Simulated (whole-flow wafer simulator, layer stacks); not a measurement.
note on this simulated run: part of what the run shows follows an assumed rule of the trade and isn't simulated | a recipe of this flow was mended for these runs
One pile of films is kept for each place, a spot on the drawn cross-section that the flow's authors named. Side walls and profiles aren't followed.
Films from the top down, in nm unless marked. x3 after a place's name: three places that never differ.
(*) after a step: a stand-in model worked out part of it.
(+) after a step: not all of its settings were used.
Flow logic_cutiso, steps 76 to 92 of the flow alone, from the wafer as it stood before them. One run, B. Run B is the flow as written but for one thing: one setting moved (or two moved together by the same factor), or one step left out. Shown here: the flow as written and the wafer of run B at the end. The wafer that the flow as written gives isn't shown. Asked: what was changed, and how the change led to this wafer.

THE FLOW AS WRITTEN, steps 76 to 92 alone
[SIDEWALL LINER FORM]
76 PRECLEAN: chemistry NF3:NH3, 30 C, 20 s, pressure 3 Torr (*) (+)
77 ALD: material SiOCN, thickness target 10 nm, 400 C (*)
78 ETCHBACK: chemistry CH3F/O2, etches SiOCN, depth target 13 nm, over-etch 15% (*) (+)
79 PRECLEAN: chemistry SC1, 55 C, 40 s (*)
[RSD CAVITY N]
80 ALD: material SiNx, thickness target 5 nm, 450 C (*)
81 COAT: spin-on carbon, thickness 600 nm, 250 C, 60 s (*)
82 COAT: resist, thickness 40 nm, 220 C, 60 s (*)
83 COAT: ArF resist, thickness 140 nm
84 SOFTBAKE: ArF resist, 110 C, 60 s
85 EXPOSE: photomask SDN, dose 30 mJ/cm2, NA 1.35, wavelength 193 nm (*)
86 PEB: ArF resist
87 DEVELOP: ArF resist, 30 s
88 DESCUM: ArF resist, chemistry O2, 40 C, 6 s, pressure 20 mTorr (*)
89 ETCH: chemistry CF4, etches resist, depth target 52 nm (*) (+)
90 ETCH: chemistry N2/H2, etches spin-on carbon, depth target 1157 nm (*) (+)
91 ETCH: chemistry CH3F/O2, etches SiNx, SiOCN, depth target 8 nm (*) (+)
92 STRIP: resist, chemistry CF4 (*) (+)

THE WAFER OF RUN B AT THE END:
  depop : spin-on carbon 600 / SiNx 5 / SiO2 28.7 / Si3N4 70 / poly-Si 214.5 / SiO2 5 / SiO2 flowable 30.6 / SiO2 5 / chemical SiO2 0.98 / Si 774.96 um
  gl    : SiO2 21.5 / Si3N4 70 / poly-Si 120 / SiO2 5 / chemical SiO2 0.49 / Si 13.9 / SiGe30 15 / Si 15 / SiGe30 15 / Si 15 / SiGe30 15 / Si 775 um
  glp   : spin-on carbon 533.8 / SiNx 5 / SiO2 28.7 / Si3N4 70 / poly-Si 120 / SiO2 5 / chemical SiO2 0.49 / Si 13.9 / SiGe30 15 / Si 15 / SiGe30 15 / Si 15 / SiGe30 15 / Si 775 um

The cause: step 77, ALD: thickness target 13 nm was run, where the flow has thickness target 10 nm.

How the change led to this, step by step:
  77 ALD: material SiOCN, thickness target 10 nm, 400 C (*)
      depop, dpovl x3, gfld and 13 more: SiOCN +13 (new film) (as written it would be: SiOCN +10 (new film))
  78 ETCHBACK: chemistry CH3F/O2, etches SiOCN, depth target 13 nm, over-etch 15% (*) (+)
      depop, dpovl x3, gfld and 8 more: SiOCN -13 (all of it), SiO2 -0.49 (as written it would be: SiOCN -10 (all of it), SiO2 -0.75)
      rsdn, rsdp, rsdw, rsdx: SiOCN -13 (all of it), Si -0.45 (as written it would be: SiOCN -10 (all of it), Si -0.7)
      (and at 1 more place)
  81 COAT: spin-on carbon, thickness 600 nm, 250 C, 60 s (*)
      gl, glp, plug, tap: spin-on carbon +533.8 (new film) (as written it would be: spin-on carbon +516.4 (new film))
      gxf, gxn, gxp: spin-on carbon +533.8 (new film) (as written it would be: spin-on carbon +516.3 (new film))
      (and at 10 more places)
  90 ETCH: chemistry N2/H2, etches spin-on carbon, depth target 1157 nm (*) (+)
      depop, dpovl x3, gfld and 10 more: ArF resist -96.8 (all of it), resist -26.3 (as written it would be: ArF resist -96.8 (all of it), resist -25.5)
      gl, tap: spin-on carbon -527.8 (all of it), SiNx -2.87 (as written it would be: spin-on carbon -510.4 (all of it), SiNx -2.81)
      (and at 5 more places)
  92 STRIP: resist, chemistry CF4 (*) (+)
      depop, dpovl x3, glp, lnrp, ns, plug, rsdp, rsdw: resist -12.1 (all of it) (as written it would be: resist -12.9 (all of it))
      gfld, gxf, gxp, iso, lnri: resist -12.1 (all of it) (as written it would be: resist -13 (all of it))
      (and at 2 more places)
